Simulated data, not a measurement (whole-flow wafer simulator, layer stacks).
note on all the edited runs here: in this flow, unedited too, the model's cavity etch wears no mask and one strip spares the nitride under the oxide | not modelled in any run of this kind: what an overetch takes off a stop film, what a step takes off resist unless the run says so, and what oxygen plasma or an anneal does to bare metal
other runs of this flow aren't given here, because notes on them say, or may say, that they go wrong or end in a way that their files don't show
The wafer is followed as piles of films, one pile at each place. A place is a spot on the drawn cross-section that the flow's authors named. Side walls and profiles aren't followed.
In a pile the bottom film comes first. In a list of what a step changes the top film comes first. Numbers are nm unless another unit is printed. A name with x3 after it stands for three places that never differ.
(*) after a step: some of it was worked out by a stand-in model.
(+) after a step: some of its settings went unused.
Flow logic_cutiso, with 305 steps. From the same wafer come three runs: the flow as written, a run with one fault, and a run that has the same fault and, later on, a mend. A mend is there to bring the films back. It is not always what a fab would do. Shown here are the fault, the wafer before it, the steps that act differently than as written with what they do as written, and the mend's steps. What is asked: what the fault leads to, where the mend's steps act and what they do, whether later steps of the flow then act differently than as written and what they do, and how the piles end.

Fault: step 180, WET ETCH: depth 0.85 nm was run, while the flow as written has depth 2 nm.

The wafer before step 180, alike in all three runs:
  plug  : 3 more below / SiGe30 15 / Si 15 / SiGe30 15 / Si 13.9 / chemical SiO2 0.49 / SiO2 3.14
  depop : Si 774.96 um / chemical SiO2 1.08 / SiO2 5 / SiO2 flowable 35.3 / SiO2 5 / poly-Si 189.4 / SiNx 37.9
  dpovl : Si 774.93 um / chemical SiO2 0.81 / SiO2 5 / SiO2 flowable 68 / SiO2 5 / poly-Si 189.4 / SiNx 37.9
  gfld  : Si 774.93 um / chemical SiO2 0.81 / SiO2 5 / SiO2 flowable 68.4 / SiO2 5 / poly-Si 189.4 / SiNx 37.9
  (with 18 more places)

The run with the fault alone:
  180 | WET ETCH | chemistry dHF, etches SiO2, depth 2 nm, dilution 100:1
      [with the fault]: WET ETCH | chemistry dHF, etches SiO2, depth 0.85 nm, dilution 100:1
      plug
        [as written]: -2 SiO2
        [with the fault]: -0.85 SiO2
  Later steps of the flow acting differently than as written (not shown: 3 more steps that differ only slightly, by at most 2% or 0.5 nm, whichever is larger):
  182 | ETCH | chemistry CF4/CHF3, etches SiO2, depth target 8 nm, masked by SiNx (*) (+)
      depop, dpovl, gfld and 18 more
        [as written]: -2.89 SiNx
        [with the fault]: -4.92 SiNx
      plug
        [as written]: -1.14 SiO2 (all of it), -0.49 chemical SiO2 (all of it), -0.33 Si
        [with the fault]: -2.29 SiO2 (all of it), -0.49 chemical SiO2 (all of it), -0.56 Si
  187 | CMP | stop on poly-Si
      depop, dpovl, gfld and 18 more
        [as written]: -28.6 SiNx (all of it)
        [with the fault]: -26.5 SiNx (all of it)
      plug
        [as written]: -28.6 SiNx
        [with the fault]: -26.5 SiNx
  When the end is reached, the piles differ only a little from the flow's at the places that both follow, at most by 2% or 0.5 nm, whichever is larger.

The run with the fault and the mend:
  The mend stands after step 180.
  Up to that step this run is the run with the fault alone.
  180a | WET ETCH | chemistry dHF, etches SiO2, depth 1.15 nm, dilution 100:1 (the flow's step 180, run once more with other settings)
      plug
        -1.15 SiO2
  None of the later steps of the flow acts differently than as written at any place that is followed.
  By the end, the piles equal the flow's at every place that both follow.
